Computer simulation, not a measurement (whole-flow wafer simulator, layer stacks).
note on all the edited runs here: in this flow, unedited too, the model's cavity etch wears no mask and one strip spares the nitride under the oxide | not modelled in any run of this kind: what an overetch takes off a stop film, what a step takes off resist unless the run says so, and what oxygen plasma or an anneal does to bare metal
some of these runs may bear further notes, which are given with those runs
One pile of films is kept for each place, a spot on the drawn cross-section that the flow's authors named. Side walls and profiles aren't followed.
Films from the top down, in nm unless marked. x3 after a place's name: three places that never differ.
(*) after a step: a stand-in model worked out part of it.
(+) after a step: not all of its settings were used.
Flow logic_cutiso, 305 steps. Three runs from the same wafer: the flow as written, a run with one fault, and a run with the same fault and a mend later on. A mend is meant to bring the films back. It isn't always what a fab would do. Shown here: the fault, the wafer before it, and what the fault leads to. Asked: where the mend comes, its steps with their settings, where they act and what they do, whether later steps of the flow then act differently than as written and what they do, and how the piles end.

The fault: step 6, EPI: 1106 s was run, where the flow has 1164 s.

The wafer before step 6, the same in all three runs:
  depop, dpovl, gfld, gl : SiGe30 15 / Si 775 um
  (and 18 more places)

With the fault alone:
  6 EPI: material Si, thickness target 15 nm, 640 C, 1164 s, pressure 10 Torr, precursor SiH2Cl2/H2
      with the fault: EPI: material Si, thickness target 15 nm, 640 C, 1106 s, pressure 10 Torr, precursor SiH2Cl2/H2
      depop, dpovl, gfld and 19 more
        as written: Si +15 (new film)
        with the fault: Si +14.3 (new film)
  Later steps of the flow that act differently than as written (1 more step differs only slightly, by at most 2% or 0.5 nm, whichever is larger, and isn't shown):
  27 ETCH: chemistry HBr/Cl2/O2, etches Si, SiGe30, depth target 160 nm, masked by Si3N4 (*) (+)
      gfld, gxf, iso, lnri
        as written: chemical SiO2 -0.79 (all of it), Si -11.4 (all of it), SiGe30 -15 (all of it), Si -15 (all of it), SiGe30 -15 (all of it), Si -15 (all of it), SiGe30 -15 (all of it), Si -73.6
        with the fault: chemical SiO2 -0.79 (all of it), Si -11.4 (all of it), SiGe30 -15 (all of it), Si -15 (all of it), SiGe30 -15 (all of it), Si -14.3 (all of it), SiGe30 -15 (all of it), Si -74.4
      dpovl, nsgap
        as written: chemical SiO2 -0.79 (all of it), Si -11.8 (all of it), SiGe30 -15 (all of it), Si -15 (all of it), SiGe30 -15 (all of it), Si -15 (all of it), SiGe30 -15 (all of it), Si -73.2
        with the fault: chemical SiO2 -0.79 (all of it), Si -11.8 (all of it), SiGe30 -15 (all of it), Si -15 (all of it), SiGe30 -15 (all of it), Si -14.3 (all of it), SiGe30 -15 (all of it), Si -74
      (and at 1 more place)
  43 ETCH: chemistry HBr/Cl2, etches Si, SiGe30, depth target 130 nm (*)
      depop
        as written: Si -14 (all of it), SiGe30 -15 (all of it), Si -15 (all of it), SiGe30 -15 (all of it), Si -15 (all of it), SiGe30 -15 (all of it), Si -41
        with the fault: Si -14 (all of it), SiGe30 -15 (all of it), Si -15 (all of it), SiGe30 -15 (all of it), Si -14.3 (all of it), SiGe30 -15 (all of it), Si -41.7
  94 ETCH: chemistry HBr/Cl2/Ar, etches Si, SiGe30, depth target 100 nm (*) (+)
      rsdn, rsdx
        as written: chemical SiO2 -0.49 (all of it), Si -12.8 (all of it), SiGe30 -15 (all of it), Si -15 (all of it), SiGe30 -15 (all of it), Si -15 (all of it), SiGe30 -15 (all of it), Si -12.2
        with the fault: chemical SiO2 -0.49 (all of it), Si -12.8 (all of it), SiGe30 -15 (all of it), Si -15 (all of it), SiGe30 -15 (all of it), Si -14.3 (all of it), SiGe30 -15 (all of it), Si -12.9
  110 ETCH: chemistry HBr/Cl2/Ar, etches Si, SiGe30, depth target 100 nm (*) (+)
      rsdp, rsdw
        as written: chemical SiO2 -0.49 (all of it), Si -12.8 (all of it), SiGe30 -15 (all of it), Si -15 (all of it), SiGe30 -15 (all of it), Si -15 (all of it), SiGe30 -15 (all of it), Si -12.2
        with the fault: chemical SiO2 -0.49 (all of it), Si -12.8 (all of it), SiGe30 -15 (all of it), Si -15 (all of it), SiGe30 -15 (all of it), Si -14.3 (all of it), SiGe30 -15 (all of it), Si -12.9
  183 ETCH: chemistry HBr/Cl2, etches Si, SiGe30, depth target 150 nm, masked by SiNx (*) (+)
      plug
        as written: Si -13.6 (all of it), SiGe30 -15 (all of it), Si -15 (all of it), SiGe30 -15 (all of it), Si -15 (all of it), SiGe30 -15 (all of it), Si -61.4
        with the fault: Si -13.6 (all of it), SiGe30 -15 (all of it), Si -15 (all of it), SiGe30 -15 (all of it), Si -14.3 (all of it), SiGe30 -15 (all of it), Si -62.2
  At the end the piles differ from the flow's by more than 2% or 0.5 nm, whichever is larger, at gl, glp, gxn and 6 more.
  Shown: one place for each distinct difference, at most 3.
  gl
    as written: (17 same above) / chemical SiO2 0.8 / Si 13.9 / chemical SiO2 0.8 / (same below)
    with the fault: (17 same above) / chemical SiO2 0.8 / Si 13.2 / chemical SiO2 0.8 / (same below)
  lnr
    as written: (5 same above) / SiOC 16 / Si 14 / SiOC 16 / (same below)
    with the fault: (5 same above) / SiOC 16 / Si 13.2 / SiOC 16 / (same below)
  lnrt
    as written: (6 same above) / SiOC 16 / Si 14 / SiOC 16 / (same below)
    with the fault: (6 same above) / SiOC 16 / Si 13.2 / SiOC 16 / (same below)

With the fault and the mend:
  The mend comes after step 6.
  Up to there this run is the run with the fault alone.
  6a EPI: material Si, thickness target 15 nm, 640 C, 58.2 s, pressure 10 Torr, precursor SiH2Cl2/H2 (the flow's step 6 once more, with other settings)
      depop, dpovl, gfld and 19 more
        Si +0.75
  Later steps of the flow that act differently than as written (27 more steps differ only slightly, by at most 2% or 0.5 nm, whichever is larger, and aren't shown):
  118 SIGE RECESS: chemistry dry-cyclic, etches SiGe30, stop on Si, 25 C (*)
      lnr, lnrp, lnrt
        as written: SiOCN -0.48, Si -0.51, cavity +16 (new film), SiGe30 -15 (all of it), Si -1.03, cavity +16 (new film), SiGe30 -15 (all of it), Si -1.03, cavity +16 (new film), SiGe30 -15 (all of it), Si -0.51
        with the mend: under 1 film: Si -0.51, cavity +16 (new film), SiGe30 -15 (all of it), Si -1.03, cavity +16 (new film), SiGe30 -15 (all of it), Si -1.26, cavity +16 (new film), SiGe30 -15 (all of it), Si -0.51
  At the end the piles differ from the flow's only slightly at the places that both follow, by at most 2% or 0.5 nm, whichever is larger.
